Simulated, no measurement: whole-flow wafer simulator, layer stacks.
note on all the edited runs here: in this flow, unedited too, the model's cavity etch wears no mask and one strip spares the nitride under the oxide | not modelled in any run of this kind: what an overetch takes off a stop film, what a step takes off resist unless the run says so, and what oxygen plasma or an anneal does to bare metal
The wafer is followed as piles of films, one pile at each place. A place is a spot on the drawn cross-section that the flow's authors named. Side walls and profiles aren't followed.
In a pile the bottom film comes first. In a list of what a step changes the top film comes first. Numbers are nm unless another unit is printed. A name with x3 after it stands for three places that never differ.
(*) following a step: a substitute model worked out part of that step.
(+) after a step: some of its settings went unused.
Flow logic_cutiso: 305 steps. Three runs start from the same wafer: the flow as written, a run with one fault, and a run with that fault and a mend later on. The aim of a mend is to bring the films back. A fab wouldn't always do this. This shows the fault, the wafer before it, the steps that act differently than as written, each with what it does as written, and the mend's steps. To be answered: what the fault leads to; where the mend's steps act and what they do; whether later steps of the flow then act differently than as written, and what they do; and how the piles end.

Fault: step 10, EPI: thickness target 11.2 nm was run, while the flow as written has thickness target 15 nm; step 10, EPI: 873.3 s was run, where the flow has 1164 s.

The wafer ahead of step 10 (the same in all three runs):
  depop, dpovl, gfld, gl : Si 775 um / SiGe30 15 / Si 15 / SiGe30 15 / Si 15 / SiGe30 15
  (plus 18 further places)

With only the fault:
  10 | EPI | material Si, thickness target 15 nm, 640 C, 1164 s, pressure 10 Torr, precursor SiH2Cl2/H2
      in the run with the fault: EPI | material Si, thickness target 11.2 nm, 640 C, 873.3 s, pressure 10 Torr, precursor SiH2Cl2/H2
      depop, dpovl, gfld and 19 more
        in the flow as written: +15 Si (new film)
        in the run with the fault: +11.3 Si (new film)
  Later steps of the flow acting differently than as written (5 more steps, not shown, differ only slightly: by at most 2% or 0.5 nm, whichever is larger):
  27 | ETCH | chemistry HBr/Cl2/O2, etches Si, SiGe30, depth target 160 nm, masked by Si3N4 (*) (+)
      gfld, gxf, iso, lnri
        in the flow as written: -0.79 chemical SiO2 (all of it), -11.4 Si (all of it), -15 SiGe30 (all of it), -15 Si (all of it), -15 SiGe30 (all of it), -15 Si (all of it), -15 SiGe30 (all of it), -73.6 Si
        in the run with the fault: -0.79 chemical SiO2 (all of it), -7.6 Si (all of it), -15 SiGe30 (all of it), -15 Si (all of it), -15 SiGe30 (all of it), -15 Si (all of it), -15 SiGe30 (all of it), -77.4 Si
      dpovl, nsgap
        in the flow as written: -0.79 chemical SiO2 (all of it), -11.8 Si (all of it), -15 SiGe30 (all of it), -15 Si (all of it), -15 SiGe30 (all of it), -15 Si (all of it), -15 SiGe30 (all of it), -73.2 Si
        in the run with the fault: -0.79 chemical SiO2 (all of it), -8 Si (all of it), -15 SiGe30 (all of it), -15 Si (all of it), -15 SiGe30 (all of it), -15 Si (all of it), -15 SiGe30 (all of it), -77 Si
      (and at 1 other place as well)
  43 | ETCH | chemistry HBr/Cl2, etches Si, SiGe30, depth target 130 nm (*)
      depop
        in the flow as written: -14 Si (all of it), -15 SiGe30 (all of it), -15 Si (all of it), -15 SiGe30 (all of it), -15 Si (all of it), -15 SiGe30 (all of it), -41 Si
        in the run with the fault: -10.3 Si (all of it), -15 SiGe30 (all of it), -15 Si (all of it), -15 SiGe30 (all of it), -15 Si (all of it), -15 SiGe30 (all of it), -44.7 Si
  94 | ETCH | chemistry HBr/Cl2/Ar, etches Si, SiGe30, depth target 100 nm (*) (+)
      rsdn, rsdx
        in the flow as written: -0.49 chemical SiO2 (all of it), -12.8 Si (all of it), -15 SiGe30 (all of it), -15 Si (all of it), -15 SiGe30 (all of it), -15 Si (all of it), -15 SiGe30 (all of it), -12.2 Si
        in the run with the fault: -0.49 chemical SiO2 (all of it), -9.07 Si (all of it), -15 SiGe30 (all of it), -15 Si (all of it), -15 SiGe30 (all of it), -15 Si (all of it), -15 SiGe30 (all of it), -15.9 Si
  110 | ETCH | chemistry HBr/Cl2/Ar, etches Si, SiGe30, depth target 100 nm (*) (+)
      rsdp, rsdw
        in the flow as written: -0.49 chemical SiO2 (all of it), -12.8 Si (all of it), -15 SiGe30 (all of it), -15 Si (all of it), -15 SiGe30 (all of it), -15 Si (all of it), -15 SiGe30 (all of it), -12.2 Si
        in the run with the fault: -0.49 chemical SiO2 (all of it), -9.07 Si (all of it), -15 SiGe30 (all of it), -15 Si (all of it), -15 SiGe30 (all of it), -15 Si (all of it), -15 SiGe30 (all of it), -15.9 Si
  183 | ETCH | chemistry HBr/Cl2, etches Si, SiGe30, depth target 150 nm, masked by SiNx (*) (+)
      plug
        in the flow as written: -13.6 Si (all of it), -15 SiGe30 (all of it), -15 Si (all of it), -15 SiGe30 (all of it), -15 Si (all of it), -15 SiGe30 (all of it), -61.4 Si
        in the run with the fault: -9.8 Si (all of it), -15 SiGe30 (all of it), -15 Si (all of it), -15 SiGe30 (all of it), -15 Si (all of it), -15 SiGe30 (all of it), -65.2 Si
  The piles end different from the flow's at gl, glp, gxn and 6 more by more than 2% or 0.5 nm, whichever is larger.
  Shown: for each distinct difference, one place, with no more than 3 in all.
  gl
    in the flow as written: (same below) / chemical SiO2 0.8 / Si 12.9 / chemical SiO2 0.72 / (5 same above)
    in the run with the fault: (same below) / chemical SiO2 0.8 / Si 9.1 / chemical SiO2 0.72 / (5 same above)
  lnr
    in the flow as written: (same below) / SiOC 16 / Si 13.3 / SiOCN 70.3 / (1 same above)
    in the run with the fault: (same below) / SiOC 16 / Si 9.54 / SiOCN 70.3 / (1 same above)
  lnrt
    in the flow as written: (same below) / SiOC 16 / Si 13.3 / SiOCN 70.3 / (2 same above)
    in the run with the fault: (same below) / SiOC 16 / Si 9.54 / SiOCN 70.3 / (2 same above)

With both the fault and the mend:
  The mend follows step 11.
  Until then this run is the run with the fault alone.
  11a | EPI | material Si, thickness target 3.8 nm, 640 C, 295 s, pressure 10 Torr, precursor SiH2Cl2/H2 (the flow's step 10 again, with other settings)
      depop, dpovl, gfld and 19 more
        +3.8 Si
  Later steps of the flow that are run all act as written at every place that is followed, up to a difference of at most 2% or 0.5 nm, whichever is larger.
  The piles end only slightly different from the flow's at the places that both follow, by no more than 2% or 0.5 nm, whichever is larger.
